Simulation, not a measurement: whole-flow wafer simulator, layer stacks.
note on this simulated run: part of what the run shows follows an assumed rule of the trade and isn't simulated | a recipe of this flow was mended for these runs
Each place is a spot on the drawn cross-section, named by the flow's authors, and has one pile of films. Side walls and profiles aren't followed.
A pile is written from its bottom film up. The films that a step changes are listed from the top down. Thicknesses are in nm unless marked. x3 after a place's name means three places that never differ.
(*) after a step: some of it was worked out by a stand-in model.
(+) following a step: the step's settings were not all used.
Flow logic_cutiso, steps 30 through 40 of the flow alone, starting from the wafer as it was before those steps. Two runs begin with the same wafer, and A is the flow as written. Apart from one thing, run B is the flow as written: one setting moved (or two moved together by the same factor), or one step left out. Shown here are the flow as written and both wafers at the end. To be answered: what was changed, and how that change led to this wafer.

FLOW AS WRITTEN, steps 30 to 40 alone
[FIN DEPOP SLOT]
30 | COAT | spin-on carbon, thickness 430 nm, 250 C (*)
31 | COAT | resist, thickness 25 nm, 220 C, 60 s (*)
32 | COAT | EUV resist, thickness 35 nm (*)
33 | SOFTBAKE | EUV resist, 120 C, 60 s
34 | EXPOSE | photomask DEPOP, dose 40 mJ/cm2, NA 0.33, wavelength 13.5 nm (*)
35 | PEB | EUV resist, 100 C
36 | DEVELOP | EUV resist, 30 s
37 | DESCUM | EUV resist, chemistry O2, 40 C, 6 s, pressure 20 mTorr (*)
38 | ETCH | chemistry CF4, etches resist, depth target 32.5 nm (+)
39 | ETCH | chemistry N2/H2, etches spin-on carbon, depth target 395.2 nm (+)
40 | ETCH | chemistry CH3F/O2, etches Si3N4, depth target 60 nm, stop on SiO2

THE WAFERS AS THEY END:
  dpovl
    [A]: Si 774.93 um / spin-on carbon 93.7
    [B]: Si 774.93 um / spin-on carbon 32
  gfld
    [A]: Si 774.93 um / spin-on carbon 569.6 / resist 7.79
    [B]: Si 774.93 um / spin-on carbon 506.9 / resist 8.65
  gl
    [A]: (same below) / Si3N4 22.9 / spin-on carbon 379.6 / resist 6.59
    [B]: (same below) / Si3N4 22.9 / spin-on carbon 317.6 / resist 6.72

Cause: step 30, COAT: thickness 368 nm was run, though the flow has thickness 430 nm.

How this came from the change, step by step:
  30 | COAT | spin-on carbon, thickness 430 nm, 250 C (*)
      depop, ns: A spin-on carbon gains 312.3 (new film) | B spin-on carbon gains 250.3 (new film)
      dpovl, nsgap: A spin-on carbon gains 503.6 (new film) | B spin-on carbon gains 441.6 (new film)
      (and at 18 other places as well)
  31 | COAT | resist, thickness 25 nm, 220 C, 60 s (*)
      gfld, lnri: A resist gains 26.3 (new film) | B resist gains 27 (new film)
      gxf: A resist gains 25.9 (new film) | B resist gains 26.5 (new film)
      (and at 2 other places as well)
  39 | ETCH | chemistry N2/H2, etches spin-on carbon, depth target 395.2 nm (+)
      depop: A spin-on carbon loses 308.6 (all of it), Si3N4 loses 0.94 | B spin-on carbon loses 246.6 (all of it), Si3N4 loses 1.62
  40 | ETCH | chemistry CH3F/O2, etches Si3N4, depth target 60 nm, stop on SiO2
      depop: A Si3N4 loses 22 (all of it), SiO2 loses 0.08 | B Si3N4 loses 21.3 (all of it), SiO2 loses 0.08
